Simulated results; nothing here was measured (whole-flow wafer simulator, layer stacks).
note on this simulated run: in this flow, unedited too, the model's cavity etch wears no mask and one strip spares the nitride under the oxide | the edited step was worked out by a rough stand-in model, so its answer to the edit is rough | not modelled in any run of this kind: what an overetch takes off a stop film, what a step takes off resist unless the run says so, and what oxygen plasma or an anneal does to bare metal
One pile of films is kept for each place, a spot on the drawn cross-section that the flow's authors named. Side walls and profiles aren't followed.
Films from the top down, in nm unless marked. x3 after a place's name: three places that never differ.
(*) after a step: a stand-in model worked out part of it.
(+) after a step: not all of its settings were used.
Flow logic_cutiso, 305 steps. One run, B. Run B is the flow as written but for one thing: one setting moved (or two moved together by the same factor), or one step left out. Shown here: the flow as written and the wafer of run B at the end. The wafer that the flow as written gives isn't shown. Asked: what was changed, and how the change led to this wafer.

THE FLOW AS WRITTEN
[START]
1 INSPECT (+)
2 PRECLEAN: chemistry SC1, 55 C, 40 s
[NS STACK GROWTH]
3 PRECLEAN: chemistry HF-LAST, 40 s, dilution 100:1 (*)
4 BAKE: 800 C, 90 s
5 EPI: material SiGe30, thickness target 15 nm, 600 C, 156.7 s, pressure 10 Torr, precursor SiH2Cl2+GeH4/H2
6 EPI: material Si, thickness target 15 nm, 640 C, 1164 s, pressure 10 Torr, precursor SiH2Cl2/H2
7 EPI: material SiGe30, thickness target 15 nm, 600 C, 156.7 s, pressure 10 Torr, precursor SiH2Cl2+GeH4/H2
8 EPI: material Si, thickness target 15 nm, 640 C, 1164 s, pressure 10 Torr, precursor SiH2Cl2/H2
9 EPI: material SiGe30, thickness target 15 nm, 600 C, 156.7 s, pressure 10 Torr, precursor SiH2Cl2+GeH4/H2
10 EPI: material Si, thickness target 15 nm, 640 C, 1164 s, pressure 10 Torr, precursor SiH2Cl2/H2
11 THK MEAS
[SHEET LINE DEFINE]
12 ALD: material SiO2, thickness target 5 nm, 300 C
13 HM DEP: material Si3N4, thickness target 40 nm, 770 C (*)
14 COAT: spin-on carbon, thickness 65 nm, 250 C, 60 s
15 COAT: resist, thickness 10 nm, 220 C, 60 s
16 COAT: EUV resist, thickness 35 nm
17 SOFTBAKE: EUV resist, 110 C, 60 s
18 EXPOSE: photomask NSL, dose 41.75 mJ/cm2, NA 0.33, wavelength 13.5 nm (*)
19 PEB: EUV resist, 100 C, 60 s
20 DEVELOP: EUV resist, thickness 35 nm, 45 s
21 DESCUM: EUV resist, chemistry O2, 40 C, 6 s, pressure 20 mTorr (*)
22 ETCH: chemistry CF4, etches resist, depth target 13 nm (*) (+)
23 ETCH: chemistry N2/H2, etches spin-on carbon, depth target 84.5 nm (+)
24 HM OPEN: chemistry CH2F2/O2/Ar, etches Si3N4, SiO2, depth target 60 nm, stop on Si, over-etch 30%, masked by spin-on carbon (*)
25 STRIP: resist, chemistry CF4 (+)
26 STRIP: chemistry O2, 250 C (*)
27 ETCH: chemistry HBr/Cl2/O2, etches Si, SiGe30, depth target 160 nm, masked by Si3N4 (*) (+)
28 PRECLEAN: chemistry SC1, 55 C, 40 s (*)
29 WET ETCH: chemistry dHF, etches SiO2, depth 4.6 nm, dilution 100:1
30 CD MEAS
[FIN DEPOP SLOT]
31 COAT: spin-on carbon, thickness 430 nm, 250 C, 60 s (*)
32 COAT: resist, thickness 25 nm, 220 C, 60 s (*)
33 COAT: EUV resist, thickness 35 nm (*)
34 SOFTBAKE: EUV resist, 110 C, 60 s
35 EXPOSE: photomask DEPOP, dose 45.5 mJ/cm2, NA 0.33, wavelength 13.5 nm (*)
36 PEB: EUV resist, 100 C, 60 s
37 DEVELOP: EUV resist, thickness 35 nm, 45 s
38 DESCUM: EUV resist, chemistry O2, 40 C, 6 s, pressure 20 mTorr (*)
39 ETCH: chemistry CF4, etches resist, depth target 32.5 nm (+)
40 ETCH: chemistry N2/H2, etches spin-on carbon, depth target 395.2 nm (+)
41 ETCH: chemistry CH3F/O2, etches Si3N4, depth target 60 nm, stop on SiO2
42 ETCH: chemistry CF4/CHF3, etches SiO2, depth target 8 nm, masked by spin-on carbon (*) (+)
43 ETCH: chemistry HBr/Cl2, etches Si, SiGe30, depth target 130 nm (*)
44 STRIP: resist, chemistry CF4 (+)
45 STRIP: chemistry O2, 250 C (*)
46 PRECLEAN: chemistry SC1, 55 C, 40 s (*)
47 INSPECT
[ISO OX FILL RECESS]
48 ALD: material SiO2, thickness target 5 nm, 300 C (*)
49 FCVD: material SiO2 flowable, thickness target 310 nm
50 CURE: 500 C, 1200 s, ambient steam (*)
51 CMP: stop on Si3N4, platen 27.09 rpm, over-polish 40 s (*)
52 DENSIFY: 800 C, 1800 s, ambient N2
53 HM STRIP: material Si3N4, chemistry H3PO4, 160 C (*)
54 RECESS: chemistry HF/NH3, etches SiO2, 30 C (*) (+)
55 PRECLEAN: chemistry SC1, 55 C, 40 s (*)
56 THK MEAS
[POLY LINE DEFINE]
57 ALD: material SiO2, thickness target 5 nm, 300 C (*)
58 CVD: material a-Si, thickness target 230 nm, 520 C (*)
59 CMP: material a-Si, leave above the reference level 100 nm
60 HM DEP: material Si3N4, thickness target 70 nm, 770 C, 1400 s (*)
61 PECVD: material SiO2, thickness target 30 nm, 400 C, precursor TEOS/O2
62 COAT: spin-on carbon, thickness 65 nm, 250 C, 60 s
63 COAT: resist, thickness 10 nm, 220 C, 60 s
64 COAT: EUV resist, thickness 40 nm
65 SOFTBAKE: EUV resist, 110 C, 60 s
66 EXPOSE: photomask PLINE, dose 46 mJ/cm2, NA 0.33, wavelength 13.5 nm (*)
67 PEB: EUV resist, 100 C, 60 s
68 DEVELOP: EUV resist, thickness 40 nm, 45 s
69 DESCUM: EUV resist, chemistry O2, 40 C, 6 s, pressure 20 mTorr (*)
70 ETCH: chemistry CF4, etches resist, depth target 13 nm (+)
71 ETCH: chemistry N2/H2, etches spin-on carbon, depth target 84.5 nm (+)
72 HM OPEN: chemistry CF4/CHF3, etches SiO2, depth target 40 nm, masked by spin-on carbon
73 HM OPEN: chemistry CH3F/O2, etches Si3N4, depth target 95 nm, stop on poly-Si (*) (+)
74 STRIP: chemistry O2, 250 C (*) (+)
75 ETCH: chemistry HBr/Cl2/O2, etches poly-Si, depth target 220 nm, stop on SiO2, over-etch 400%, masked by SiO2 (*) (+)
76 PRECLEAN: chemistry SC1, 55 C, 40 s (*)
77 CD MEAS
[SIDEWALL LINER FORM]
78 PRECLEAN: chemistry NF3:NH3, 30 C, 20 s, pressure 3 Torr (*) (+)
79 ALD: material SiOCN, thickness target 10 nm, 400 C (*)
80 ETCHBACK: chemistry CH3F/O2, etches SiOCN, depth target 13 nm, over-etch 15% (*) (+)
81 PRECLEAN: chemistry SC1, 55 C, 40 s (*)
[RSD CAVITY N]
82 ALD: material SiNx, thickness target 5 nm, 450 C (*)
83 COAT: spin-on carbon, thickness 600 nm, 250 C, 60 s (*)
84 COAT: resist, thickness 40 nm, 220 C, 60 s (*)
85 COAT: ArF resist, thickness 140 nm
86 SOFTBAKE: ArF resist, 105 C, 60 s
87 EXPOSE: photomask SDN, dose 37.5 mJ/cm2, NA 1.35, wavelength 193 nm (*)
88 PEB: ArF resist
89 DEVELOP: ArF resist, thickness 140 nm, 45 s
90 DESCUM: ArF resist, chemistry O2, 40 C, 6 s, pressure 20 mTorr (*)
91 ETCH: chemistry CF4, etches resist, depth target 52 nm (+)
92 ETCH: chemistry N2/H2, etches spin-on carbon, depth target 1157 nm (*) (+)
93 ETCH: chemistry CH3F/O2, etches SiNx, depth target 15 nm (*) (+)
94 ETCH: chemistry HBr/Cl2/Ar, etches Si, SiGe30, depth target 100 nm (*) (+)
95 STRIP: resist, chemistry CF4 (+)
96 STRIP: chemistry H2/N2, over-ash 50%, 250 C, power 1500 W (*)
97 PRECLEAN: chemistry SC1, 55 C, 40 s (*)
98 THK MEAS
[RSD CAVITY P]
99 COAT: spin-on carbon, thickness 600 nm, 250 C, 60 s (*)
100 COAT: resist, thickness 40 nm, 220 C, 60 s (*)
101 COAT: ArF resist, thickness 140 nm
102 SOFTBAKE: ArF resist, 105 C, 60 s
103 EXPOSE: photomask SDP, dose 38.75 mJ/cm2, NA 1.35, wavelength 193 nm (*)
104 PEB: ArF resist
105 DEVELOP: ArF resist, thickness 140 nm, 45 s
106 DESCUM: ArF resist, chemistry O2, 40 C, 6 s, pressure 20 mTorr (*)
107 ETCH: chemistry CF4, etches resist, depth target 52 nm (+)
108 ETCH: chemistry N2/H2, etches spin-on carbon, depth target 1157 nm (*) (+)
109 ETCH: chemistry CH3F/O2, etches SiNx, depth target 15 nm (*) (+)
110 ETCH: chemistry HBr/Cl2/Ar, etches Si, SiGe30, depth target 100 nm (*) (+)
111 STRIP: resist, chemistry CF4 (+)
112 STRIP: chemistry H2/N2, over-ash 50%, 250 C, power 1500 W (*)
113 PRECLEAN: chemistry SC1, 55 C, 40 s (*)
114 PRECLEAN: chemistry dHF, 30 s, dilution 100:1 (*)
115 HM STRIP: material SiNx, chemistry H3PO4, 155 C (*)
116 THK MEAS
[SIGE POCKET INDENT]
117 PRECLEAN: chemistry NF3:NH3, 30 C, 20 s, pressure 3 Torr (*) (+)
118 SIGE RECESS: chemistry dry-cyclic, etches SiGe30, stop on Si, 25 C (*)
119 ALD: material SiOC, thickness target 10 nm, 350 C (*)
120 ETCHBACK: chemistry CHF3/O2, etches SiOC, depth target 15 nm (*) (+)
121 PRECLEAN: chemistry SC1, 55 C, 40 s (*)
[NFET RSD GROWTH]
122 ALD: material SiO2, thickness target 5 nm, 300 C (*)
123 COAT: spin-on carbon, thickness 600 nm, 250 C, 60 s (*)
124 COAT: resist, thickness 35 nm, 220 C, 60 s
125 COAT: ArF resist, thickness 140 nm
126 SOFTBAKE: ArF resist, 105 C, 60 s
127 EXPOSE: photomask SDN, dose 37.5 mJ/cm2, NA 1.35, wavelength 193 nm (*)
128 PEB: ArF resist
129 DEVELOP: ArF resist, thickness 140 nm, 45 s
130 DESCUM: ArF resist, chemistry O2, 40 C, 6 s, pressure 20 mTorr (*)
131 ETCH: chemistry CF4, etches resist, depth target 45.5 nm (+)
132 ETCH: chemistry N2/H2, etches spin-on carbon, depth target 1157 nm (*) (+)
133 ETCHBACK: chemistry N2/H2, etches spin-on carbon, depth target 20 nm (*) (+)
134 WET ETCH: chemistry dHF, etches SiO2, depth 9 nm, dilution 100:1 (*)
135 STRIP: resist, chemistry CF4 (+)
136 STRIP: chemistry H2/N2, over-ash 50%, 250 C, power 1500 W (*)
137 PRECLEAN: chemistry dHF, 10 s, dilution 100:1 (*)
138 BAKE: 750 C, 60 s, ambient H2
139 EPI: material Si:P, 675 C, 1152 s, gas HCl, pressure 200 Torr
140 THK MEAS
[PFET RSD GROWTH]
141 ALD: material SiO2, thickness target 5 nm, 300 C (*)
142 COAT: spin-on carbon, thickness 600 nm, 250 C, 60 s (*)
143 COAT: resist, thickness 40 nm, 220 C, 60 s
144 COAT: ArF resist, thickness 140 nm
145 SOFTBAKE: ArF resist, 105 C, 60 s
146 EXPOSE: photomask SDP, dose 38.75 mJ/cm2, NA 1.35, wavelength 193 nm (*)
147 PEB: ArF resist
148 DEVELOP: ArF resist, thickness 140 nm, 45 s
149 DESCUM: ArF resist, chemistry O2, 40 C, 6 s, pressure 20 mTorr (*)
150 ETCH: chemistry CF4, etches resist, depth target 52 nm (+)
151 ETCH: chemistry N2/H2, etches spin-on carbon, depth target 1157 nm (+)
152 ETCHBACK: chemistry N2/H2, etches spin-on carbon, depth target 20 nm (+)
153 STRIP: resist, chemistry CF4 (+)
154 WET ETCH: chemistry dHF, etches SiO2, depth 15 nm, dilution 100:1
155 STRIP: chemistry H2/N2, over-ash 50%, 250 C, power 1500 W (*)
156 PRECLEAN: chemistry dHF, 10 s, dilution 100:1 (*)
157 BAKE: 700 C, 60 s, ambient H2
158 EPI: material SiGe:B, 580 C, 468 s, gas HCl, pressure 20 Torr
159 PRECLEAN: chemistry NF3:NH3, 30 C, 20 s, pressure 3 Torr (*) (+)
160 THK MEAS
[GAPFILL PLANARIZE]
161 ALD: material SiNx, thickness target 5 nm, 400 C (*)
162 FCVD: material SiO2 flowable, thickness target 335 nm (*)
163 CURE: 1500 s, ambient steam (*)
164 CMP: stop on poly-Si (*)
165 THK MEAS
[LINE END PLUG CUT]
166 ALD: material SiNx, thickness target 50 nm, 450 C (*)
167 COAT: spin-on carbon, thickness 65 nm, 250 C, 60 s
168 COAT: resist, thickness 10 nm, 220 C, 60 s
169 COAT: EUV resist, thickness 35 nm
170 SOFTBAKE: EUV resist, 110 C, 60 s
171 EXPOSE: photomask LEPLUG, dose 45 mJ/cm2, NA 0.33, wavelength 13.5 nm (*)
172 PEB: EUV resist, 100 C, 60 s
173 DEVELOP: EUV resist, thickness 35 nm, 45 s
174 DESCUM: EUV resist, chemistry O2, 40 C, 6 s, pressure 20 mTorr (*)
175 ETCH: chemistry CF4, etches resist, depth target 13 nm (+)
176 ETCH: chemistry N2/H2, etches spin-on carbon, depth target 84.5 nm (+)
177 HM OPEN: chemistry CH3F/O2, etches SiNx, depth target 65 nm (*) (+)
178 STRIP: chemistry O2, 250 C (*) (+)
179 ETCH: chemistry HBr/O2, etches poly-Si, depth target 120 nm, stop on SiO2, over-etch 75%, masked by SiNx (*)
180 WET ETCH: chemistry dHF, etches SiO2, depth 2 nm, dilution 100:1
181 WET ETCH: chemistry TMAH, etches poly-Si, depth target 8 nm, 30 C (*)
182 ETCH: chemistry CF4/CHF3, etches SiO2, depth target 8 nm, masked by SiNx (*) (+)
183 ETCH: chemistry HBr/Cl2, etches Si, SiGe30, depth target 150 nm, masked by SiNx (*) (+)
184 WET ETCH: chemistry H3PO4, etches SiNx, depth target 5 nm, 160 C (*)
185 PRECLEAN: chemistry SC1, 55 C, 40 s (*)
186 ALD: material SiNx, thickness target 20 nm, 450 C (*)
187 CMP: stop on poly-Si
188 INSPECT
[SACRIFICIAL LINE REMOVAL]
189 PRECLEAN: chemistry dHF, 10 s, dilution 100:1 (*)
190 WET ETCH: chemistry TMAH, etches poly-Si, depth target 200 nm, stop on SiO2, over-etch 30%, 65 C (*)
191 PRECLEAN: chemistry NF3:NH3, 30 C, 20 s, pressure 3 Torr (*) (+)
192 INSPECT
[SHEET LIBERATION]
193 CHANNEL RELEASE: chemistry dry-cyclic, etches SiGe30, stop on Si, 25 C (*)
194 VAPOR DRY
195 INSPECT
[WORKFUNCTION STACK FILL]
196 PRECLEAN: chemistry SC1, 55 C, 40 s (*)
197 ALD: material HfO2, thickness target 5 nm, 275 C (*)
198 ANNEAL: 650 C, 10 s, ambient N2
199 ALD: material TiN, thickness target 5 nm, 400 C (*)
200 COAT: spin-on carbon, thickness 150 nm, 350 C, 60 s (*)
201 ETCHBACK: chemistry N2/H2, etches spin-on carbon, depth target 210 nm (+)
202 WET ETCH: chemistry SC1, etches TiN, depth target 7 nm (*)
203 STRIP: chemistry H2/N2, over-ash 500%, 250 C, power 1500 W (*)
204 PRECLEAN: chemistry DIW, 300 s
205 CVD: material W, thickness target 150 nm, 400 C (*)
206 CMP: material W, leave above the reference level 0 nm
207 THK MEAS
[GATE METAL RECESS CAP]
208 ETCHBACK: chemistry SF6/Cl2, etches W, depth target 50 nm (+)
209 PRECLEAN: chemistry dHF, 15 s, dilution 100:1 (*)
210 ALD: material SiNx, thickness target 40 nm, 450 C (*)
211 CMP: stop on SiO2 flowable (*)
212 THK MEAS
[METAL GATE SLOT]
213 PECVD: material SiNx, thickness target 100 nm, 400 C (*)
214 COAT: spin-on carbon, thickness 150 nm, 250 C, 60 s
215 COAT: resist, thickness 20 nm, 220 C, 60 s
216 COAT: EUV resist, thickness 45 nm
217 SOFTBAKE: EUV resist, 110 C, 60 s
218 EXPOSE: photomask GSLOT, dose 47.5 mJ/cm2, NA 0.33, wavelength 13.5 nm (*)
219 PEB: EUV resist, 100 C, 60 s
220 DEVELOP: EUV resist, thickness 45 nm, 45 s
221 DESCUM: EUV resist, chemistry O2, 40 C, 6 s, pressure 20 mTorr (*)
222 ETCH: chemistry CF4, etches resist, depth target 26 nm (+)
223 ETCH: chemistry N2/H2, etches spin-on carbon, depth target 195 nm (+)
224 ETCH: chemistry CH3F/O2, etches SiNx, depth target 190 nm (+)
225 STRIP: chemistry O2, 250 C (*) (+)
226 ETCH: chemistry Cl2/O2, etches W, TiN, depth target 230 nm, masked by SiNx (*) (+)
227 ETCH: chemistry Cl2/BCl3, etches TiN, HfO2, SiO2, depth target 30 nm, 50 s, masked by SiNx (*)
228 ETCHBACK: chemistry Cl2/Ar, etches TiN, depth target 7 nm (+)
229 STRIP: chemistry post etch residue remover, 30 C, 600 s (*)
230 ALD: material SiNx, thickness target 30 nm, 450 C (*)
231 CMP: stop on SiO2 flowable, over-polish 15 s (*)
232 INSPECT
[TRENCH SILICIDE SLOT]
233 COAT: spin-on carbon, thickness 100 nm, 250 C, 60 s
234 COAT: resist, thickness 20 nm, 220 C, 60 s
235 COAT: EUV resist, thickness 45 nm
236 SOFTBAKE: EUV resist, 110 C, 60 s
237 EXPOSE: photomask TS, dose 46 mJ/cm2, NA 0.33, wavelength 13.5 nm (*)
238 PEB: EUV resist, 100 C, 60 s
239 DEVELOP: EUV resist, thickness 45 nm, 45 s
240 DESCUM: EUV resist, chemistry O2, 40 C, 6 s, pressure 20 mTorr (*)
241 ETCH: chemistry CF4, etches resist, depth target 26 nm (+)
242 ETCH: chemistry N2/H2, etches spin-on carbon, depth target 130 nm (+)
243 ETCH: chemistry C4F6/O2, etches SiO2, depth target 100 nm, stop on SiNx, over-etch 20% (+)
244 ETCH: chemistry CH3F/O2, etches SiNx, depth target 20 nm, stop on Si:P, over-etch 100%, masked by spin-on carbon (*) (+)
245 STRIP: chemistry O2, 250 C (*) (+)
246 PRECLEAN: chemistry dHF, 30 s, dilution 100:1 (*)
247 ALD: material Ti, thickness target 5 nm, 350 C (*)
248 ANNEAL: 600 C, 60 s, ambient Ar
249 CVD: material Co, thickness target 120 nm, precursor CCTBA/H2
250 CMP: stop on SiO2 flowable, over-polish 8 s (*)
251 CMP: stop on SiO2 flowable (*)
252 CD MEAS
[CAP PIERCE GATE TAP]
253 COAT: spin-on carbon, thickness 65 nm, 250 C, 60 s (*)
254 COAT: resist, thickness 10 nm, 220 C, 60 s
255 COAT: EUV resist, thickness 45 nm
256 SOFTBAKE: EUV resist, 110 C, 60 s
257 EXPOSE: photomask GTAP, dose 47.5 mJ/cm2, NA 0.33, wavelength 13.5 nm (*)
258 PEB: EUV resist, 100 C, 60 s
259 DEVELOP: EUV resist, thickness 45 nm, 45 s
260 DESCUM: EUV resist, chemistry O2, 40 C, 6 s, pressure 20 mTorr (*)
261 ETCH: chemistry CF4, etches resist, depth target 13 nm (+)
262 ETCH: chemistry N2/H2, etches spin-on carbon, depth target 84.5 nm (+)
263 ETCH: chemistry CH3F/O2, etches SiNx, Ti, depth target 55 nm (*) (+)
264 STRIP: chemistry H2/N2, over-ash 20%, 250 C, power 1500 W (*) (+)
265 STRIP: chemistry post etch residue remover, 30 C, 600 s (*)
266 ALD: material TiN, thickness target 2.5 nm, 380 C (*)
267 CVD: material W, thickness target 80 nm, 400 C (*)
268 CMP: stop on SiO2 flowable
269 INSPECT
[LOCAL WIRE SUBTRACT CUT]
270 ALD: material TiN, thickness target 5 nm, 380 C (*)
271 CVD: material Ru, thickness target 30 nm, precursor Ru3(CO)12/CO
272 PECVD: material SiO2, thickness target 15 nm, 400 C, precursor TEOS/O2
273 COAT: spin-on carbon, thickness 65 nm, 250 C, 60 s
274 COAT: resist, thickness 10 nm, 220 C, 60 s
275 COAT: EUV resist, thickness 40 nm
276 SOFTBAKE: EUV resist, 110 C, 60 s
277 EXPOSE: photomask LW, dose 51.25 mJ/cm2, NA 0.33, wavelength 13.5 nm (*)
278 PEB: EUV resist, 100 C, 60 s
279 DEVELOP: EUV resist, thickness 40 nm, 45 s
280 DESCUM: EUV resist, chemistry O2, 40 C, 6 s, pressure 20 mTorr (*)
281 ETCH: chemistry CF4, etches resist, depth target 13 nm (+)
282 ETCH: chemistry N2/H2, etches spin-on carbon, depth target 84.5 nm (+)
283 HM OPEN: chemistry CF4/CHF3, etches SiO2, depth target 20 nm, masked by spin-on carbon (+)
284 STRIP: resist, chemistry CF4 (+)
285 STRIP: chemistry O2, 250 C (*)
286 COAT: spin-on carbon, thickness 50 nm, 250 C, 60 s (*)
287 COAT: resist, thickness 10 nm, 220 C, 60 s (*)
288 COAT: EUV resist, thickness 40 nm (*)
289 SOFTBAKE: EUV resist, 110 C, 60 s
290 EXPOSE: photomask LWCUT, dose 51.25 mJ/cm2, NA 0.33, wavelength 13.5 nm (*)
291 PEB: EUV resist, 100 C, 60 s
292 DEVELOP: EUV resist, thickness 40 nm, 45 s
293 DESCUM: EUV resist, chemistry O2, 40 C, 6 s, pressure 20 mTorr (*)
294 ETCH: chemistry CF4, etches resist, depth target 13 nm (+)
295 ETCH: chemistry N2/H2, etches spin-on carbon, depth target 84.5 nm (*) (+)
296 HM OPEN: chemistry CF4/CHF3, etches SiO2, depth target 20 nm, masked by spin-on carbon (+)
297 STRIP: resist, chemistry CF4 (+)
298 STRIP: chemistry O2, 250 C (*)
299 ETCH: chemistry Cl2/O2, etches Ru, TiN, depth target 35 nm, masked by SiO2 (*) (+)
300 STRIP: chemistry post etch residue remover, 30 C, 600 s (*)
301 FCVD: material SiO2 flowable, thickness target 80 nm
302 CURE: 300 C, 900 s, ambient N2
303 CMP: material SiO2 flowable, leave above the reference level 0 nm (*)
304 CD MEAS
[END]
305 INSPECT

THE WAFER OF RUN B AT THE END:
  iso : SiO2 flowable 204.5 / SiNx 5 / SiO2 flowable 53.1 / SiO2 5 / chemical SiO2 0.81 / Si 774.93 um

The cause: step 119, ALD: thickness target 11.2 nm was run, where the flow has thickness target 10 nm.

How the change led to this, step by step:
  119 ALD: material SiOC, thickness target 10 nm, 350 C (*)
      depop, dpovl, gfld and 14 more: SiOC +11.2 (new film) (as written it would be: SiOC +10 (new film))
      lnr, lnrp, lnrt: SiOC +11.2 (new film), SiOC +16 (new film), cavity -16 (all of it), SiOC +16 (new film), cavity -16 (all of it), SiOC +16 (new film), cavity -16 (all of it) (as written it would be: SiOC +10 (new film), SiOC +16 (new film), cavity -16 (all of it), SiOC +16 (new film), cavity -16 (all of it), SiOC +16 (new film), cavity -16 (all of it))
      (and at 2 more places)
  120 ETCHBACK: chemistry CHF3/O2, etches SiOC, depth target 15 nm (*) (+)
      gl, tap: SiOC -11.2 (all of it), SiO2 -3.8 (as written it would be: SiOC -10 (all of it), SiO2 -4.21 (all of it), Si3N4 -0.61)
      glp: SiOC -11.2 (all of it), SiO2 -3.8 (as written it would be: SiOC -10 (all of it), SiO2 -4.25 (all of it), Si3N4 -0.58)
      (and at 19 more places)
  122 ALD: material SiO2, thickness target 5 nm, 300 C (*)
      gl, glp, tap: SiO2 +5 (as written it would be: SiO2 +5 (new film))
      gxn: SiO2 +5.25 (as written it would be: SiO2 +6.76 (new film))
      (and at 1 more place)
  141 ALD: material SiO2, thickness target 5 nm, 300 C (*)
      gxn: SiO2 +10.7 (new film) (as written it would be: SiO2 +10.1 (new film))
  164 CMP: stop on poly-Si (*)
      depop, dpovl, isow, ns, nsgap: SiO2 flowable -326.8 (all of it), SiNx -5 (all of it), SiO2 -5.33 (all of it), Si3N4 -70 (all of it) (as written it would be: SiO2 flowable -326.8 (all of it), SiNx -5 (all of it), SiO2 -4.13 (all of it), Si3N4 -70 (all of it))
      gfld, gxf: SiO2 flowable -251.2 (all of it), SiNx -5 (all of it), SiO2 -5.33 (all of it), Si3N4 -70 (all of it) (as written it would be: SiO2 flowable -251.9 (all of it), SiNx -5 (all of it), SiO2 -4.13 (all of it), Si3N4 -70 (all of it))
      (and at 2 more places)
